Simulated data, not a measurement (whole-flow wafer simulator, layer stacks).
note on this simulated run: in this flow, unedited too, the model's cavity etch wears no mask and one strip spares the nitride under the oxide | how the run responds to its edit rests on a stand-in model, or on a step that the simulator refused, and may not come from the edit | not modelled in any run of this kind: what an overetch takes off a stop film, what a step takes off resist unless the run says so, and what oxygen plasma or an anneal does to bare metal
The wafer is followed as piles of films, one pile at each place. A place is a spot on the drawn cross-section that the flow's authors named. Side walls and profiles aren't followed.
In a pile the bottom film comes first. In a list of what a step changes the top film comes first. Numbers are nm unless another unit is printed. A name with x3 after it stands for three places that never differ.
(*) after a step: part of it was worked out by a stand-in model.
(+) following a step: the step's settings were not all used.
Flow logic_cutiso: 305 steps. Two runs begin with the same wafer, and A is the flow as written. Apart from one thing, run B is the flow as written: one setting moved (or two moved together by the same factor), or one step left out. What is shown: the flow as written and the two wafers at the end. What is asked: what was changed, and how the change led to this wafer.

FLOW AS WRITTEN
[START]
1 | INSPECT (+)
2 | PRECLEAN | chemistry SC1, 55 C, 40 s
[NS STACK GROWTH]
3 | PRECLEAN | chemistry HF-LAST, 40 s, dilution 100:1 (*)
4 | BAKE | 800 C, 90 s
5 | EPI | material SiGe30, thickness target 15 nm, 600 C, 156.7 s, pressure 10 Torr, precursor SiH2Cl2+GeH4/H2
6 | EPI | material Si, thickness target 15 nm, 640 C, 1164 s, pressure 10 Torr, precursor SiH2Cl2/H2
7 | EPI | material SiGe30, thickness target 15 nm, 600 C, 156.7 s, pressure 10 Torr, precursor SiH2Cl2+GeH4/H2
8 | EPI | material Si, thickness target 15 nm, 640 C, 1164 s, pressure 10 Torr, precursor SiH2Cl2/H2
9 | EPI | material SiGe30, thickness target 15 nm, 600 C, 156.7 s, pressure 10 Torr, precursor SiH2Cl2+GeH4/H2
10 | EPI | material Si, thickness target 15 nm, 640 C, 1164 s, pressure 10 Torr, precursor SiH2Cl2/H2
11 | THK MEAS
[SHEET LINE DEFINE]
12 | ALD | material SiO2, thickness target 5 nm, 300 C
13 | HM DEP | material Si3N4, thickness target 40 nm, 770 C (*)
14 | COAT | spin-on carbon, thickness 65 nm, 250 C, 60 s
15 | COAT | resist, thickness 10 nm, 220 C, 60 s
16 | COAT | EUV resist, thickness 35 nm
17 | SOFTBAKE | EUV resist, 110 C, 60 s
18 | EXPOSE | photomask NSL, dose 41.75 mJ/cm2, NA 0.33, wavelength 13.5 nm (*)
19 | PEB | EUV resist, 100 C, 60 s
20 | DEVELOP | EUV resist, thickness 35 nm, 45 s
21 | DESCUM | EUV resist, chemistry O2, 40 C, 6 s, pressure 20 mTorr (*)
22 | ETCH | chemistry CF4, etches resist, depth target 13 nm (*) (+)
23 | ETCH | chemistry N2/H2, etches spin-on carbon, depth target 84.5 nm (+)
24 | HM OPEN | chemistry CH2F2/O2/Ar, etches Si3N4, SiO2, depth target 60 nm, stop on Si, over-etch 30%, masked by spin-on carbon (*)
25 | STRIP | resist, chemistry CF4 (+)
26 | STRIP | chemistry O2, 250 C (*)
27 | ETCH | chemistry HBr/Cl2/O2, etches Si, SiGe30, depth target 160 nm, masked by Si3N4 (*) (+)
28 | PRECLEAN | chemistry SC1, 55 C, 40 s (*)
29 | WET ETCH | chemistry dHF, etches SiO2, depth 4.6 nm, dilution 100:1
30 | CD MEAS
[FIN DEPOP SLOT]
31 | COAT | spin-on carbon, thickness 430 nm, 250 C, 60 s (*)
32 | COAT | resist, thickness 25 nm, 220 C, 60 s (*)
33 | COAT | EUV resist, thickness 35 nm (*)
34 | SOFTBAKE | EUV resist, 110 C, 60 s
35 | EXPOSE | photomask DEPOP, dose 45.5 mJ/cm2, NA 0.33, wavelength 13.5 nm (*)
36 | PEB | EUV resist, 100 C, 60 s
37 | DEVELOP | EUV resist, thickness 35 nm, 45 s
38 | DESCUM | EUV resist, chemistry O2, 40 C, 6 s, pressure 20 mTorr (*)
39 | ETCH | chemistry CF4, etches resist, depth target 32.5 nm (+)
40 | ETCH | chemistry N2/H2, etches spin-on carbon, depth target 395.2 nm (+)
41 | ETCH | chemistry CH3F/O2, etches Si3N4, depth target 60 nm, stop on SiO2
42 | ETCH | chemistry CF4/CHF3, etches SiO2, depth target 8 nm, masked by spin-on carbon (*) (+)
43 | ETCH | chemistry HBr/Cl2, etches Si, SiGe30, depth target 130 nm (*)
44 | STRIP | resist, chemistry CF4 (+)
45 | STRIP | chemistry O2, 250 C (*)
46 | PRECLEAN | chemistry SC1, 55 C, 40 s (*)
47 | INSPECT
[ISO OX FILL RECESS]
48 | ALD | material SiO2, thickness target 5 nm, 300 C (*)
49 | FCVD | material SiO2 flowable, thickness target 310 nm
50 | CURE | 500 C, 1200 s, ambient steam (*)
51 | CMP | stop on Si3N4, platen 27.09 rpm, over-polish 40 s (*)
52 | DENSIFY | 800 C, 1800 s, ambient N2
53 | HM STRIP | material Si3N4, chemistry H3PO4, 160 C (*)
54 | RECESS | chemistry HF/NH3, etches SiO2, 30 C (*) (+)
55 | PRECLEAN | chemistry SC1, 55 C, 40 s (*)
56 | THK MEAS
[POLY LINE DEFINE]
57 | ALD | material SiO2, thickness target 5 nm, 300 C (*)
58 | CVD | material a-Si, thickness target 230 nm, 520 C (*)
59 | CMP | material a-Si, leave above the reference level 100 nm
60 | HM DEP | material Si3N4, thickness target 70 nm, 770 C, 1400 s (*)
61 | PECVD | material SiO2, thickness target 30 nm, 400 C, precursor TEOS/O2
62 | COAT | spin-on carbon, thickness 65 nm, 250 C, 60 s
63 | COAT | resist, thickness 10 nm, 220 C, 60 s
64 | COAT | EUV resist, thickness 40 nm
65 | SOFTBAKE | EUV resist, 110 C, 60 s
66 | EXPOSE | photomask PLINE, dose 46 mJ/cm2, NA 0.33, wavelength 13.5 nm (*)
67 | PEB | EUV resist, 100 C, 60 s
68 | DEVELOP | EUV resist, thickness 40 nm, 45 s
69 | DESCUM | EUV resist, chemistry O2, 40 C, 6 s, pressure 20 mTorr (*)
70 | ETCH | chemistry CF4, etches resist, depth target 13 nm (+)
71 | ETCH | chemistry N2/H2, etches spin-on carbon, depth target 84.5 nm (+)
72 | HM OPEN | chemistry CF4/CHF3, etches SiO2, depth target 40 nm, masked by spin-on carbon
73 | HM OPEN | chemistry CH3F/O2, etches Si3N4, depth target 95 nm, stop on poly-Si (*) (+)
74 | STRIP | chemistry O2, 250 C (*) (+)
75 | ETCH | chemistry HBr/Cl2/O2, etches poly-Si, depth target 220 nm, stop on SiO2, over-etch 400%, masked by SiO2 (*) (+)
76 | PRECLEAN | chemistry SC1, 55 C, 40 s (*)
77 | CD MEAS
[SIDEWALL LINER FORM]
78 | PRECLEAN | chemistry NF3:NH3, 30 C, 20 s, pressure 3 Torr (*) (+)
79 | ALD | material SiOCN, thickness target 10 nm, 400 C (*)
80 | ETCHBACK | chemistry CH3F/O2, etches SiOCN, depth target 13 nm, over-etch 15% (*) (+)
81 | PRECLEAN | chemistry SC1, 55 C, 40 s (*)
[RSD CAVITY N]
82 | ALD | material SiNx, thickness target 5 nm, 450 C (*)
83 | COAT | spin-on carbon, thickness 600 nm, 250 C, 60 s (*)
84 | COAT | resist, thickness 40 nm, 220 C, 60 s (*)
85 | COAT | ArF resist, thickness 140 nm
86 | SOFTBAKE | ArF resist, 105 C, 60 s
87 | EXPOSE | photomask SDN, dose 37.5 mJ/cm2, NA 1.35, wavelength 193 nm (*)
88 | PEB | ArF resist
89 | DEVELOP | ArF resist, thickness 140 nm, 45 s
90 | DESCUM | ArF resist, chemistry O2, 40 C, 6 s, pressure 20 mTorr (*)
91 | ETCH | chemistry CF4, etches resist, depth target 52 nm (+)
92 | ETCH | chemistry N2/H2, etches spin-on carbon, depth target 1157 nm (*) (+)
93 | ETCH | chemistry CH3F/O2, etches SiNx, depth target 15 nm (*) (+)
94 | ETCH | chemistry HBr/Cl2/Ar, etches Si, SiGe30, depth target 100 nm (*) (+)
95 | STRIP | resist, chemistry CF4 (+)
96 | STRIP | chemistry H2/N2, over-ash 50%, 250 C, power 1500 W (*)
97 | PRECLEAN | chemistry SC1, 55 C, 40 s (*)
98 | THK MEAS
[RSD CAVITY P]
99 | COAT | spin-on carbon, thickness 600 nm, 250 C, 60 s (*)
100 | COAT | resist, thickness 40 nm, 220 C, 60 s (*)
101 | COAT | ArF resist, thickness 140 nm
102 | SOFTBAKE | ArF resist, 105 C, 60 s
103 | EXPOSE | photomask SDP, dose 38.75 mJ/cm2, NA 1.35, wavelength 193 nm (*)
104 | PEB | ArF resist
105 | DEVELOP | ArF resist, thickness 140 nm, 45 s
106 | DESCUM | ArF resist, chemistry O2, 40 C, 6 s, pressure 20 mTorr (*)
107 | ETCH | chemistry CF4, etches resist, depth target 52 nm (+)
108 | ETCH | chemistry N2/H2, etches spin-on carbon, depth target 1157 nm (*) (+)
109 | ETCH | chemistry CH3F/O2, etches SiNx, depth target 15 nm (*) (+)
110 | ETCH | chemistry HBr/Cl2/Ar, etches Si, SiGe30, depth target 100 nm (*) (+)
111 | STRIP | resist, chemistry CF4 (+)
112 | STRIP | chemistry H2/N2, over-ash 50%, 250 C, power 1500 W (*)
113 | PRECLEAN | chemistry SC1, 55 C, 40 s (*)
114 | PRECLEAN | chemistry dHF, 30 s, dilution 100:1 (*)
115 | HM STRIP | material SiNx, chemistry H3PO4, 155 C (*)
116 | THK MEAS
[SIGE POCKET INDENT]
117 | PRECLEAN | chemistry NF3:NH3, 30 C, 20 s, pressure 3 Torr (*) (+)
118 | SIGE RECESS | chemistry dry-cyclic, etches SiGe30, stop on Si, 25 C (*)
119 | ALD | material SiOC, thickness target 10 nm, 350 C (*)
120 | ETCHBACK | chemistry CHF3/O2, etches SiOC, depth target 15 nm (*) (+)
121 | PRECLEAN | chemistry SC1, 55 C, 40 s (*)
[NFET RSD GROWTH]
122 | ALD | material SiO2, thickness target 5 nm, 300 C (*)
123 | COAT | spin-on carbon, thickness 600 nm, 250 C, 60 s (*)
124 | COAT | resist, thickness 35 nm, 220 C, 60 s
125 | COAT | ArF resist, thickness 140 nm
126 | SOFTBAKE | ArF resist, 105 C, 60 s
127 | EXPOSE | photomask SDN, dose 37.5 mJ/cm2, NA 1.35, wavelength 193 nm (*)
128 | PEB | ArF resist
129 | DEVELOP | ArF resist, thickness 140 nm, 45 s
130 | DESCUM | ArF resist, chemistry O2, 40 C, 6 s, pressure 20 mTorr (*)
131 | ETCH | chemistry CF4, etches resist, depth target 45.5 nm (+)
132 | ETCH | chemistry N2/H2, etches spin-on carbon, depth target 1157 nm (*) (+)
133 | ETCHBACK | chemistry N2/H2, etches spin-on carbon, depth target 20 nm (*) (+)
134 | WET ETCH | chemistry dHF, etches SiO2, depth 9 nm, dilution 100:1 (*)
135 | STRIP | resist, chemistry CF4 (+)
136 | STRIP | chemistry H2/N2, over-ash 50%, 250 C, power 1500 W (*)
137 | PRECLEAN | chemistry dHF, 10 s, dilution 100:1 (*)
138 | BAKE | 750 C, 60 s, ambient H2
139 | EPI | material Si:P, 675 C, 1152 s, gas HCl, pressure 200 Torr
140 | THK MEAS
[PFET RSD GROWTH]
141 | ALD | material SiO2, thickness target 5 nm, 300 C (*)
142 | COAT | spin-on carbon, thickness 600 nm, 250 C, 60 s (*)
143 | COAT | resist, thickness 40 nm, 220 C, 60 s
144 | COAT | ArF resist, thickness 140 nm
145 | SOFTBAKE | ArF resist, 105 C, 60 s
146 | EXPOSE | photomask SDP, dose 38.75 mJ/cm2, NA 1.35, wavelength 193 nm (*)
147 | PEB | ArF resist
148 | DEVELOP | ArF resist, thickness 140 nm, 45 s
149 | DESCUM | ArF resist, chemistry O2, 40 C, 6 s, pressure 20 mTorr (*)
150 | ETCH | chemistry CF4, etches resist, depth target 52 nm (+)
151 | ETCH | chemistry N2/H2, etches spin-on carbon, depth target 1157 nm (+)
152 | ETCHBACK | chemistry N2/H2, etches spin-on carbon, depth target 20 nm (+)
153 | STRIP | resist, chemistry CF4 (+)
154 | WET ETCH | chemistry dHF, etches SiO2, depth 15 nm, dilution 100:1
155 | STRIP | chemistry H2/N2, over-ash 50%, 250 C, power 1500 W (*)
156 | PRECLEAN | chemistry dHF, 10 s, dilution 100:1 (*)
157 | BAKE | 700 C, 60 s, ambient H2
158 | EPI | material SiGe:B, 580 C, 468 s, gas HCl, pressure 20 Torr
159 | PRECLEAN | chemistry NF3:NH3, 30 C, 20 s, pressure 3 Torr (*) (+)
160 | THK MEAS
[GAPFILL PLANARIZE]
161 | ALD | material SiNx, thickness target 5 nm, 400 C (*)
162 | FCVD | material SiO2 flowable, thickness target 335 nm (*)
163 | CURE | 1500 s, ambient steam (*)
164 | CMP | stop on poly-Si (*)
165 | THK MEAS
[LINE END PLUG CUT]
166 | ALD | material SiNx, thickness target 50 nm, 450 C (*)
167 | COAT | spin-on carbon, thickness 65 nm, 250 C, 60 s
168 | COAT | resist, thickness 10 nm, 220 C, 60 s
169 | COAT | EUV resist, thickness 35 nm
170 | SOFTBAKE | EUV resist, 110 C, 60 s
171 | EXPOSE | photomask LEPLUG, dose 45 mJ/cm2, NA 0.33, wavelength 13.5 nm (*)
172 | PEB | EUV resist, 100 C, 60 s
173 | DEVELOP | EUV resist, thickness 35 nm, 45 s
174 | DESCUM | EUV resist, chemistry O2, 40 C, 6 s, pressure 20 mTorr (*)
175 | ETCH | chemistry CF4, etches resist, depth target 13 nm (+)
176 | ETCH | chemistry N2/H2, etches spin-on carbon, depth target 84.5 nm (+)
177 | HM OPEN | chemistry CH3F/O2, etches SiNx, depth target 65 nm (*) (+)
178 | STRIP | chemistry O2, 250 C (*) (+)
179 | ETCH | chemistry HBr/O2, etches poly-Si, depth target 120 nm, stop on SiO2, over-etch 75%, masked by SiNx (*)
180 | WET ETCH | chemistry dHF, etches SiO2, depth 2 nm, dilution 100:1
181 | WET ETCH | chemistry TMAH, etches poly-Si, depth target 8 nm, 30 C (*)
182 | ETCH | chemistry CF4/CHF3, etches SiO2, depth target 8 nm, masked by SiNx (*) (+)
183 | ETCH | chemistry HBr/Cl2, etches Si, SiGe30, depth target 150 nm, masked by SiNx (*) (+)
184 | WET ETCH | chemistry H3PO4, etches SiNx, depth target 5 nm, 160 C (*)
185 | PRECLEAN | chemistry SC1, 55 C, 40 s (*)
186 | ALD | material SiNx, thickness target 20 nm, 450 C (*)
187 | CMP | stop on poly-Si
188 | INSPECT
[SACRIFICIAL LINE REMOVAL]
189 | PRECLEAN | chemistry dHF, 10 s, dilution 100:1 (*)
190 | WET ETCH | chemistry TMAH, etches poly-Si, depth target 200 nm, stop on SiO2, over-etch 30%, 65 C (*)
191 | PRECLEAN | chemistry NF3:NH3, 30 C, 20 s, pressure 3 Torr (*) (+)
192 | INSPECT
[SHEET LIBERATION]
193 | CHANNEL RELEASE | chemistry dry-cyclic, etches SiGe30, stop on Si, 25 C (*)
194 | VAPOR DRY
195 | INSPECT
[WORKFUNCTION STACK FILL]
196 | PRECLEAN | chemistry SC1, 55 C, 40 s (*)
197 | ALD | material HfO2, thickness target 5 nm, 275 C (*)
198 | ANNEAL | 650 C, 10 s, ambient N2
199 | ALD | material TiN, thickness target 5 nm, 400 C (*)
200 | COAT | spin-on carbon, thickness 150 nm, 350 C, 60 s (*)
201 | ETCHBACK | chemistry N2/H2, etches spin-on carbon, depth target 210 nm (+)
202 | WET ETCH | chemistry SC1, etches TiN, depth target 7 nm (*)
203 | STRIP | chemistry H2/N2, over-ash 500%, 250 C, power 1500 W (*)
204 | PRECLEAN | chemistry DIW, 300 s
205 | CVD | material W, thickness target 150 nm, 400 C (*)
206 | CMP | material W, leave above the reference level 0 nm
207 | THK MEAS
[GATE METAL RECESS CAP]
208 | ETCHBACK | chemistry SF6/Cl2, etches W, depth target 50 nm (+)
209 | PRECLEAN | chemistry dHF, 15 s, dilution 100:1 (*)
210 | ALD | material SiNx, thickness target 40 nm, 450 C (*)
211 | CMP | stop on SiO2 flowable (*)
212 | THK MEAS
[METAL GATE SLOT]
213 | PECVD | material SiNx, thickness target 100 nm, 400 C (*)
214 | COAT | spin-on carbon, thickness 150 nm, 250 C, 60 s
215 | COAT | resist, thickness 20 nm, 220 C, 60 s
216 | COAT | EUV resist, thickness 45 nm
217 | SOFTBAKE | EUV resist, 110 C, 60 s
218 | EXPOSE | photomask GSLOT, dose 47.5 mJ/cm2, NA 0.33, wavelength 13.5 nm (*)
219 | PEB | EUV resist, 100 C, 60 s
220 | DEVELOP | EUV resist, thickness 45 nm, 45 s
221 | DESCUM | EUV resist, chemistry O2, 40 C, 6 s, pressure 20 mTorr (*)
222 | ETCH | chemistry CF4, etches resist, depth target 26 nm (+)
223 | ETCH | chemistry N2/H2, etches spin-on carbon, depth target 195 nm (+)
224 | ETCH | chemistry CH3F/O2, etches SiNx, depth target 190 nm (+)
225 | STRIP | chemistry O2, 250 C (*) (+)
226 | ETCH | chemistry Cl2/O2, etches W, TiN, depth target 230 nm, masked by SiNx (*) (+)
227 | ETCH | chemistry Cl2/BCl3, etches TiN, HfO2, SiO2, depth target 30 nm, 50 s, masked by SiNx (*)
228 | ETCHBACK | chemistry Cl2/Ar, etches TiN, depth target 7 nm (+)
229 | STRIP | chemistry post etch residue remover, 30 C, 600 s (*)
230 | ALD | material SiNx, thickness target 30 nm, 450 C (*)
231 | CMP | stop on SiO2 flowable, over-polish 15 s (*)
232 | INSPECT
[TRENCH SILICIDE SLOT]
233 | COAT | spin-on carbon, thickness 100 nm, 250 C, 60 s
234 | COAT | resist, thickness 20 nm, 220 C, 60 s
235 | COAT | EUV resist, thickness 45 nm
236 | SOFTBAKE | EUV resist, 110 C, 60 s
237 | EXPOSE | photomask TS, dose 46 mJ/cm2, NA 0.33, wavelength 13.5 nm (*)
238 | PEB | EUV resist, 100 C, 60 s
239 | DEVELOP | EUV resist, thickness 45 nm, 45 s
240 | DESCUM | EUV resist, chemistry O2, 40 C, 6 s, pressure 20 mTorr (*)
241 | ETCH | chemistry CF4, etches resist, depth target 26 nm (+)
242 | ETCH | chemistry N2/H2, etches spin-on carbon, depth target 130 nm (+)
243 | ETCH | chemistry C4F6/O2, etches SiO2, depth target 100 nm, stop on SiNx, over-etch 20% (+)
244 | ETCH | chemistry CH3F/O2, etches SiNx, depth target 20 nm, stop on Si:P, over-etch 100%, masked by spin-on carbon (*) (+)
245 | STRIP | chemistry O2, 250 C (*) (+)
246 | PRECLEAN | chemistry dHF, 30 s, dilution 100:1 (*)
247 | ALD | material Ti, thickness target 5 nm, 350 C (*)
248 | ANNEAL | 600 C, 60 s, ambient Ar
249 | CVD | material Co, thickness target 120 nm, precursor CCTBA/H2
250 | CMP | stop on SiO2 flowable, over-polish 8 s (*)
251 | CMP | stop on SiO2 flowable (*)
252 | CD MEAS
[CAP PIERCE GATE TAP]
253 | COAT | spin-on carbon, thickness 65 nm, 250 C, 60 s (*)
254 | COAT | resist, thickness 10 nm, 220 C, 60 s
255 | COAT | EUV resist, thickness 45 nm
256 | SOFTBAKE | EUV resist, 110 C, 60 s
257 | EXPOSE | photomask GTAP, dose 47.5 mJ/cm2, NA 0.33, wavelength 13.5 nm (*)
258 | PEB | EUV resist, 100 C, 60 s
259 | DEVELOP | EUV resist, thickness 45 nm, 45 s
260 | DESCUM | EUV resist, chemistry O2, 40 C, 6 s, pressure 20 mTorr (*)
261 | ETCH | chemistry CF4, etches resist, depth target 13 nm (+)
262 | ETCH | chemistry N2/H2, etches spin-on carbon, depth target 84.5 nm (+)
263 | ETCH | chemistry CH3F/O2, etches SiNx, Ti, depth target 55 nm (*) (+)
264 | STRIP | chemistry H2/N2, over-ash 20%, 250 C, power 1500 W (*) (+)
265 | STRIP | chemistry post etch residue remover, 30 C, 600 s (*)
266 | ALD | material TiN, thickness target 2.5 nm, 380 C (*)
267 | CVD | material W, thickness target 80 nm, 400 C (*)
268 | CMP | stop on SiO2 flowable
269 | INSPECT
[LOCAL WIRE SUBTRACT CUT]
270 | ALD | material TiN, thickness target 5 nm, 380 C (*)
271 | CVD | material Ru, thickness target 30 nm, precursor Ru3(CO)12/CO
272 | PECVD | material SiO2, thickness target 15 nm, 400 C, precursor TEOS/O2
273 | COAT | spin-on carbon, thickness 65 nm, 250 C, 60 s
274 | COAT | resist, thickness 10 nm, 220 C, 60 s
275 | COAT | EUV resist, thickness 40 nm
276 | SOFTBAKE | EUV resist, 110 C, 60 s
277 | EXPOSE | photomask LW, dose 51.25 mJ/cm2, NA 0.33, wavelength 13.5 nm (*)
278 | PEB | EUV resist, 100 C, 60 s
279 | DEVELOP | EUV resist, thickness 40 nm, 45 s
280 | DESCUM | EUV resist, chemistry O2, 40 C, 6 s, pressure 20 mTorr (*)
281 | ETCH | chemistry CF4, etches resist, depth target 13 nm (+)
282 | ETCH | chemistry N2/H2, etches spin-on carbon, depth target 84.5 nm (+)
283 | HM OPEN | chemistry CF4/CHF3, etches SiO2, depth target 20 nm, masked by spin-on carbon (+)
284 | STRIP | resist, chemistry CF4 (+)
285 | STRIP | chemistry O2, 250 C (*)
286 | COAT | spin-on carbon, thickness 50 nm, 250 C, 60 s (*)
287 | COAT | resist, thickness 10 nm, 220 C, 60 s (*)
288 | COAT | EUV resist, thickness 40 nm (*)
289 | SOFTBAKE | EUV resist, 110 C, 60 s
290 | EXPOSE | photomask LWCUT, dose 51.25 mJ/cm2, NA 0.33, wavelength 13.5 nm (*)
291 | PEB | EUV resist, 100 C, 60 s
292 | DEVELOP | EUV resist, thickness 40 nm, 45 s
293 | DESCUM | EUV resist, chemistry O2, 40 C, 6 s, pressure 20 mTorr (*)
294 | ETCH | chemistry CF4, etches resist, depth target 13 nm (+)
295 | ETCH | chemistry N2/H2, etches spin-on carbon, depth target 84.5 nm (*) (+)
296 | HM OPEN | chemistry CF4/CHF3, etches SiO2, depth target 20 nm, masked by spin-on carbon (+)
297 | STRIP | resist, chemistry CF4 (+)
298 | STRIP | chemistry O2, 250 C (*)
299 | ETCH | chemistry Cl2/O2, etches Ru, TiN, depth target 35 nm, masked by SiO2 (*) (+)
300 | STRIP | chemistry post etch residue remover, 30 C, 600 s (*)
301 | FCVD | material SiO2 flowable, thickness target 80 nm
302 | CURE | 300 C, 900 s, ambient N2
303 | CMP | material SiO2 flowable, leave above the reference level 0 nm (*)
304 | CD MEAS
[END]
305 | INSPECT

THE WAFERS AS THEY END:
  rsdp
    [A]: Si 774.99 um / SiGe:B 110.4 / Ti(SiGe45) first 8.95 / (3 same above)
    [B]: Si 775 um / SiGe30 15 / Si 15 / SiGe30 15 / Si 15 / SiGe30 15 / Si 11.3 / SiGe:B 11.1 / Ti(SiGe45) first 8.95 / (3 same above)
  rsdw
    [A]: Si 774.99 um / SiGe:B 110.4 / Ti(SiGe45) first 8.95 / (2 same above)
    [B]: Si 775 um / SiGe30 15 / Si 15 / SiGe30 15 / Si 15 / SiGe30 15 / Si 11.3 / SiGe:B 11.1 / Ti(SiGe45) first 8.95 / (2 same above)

Cause: step 109, ETCH: chemistry CH3F/O2, etches SiNx, depth target 15 nm (*) (+), was omitted.

The path from the change to this, step by step:
  110 | ETCH | chemistry HBr/Cl2/Ar, etches Si, SiGe30, depth target 100 nm (*) (+)
      rsdp, rsdw: A -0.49 chemical SiO2 (all of it), -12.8 Si (all of it), -15 SiGe30 (all of it), -15 Si (all of it), -15 SiGe30 (all of it), -15 Si (all of it), -15 SiGe30 (all of it), -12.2 Si | B nothing
  111 | STRIP | resist, chemistry CF4 (+)
      glp, gxp: A nothing | B -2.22 SiNx (all of it)
      rsdp, rsdw: A nothing | B -4.26 SiNx (all of it)
      (also at 18 further places)
  114 | PRECLEAN | chemistry dHF, 30 s, dilution 100:1 (*)
      lnrp: A -0.49 SiOCN | B -1.32 SiOCN
  120 | ETCHBACK | chemistry CHF3/O2, etches SiOC, depth target 15 nm (*) (+)
      rsdp, rsdw: A -10 SiOC (all of it) | B -10 SiOC (all of it), -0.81 Si
  123 | COAT | spin-on carbon, thickness 600 nm, 250 C, 60 s (*)
      gfld, gxf, lnr, plug: A +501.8 spin-on carbon (new film) | B +514.6 spin-on carbon (new film)
      gl, glp: A +507 spin-on carbon (new film) | B +519.7 spin-on carbon (new film)
      (also at 8 further places)
  132 | ETCH | chemistry N2/H2, etches spin-on carbon, depth target 1157 nm (*) (+)
      gl, tap: A -501.7 spin-on carbon (all of it), -5 SiO2 (all of it), -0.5 Si3N4 | B -514.5 spin-on carbon (all of it), -5 SiO2 (all of it), -0.5 Si3N4
      lnr, lnrt: A -496.5 spin-on carbon (all of it), -5 SiO2 (all of it), -0.84 SiOCN | B -509.3 spin-on carbon (all of it), -5 SiO2 (all of it), -0.84 SiOCN
      (also at 1 further place)
  135 | STRIP | resist, chemistry CF4 (+)
      gl: A -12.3 Si3N4 | B -11.6 Si3N4
      glp: A -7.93 resist (all of it) | B -7.41 resist (all of it)
      (also at 4 further places)
  136 | STRIP | chemistry H2/N2, over-ash 50%, 250 C, power 1500 W (*)
      gfld, gxf, plug: A -501.8 spin-on carbon (all of it) | B -514.6 spin-on carbon (all of it)
      rsdp, rsdw: A -783.2 spin-on carbon (all of it) | B -696.8 spin-on carbon (all of it)
      (also at 4 further places)
  141 | ALD | material SiO2, thickness target 5 nm, 300 C (*)
      gxn: A +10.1 SiO2 (new film) | B +6.2 SiO2 (new film)
  142 | COAT | spin-on carbon, thickness 600 nm, 250 C, 60 s (*)
      gxn: A +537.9 spin-on carbon (new film) | B +551.4 spin-on carbon (new film)
      rsdp: A +806.8 spin-on carbon (new film) | B +717.6 spin-on carbon (new film)
      (also at 1 further place)
  151 | ETCH | chemistry N2/H2, etches spin-on carbon, depth target 1157 nm (+)
      rsdp, rsdw: A -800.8 spin-on carbon (all of it) | B -711.6 spin-on carbon (all of it), -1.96 SiO2
  153 | STRIP | resist, chemistry CF4 (+)
      rsdw: A -5.11 SiO2 | B -5.41 SiO2 (all of it)
      gxp: A -3.06 SiO2 (all of it) | B -3.58 SiO2 (all of it)
      (also at 1 further place)
  154 | WET ETCH | chemistry dHF, etches SiO2, depth 15 nm, dilution 100:1
      rsdw: A -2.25 SiO2 (all of it), -0.49 chemical SiO2 (all of it) | B -0.49 chemical SiO2 (all of it)
      rsdp: A -2.75 SiO2 (all of it), -0.49 chemical SiO2 (all of it) | B -0.16 SiO2 (all of it), -0.49 chemical SiO2 (all of it)
  155 | STRIP | chemistry H2/N2, over-ash 50%, 250 C, power 1500 W (*)
      gxn: A -537.9 spin-on carbon (all of it) | B -551.4 spin-on carbon (all of it)
  158 | EPI | material SiGe:B, 580 C, 468 s, gas HCl, pressure 20 Torr
      rsdp, rsdw: A +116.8 SiGe:B (new film) | B +17.6 SiGe:B (new film)
  159 | PRECLEAN | chemistry NF3:NH3, 30 C, 20 s, pressure 3 Torr (*) (+)
      gxn: A -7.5 SiO2 | B -4.68 SiO2 (all of it), -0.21 Si3N4
  164 | CMP | stop on poly-Si (*)
      gxn: A -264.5 SiO2 flowable (all of it), -5 SiNx (all of it), -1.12 SiO2 (all of it), -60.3 Si3N4 (all of it) | B -265.4 SiO2 flowable (all of it), -5 SiNx (all of it), -60.7 Si3N4 (all of it)
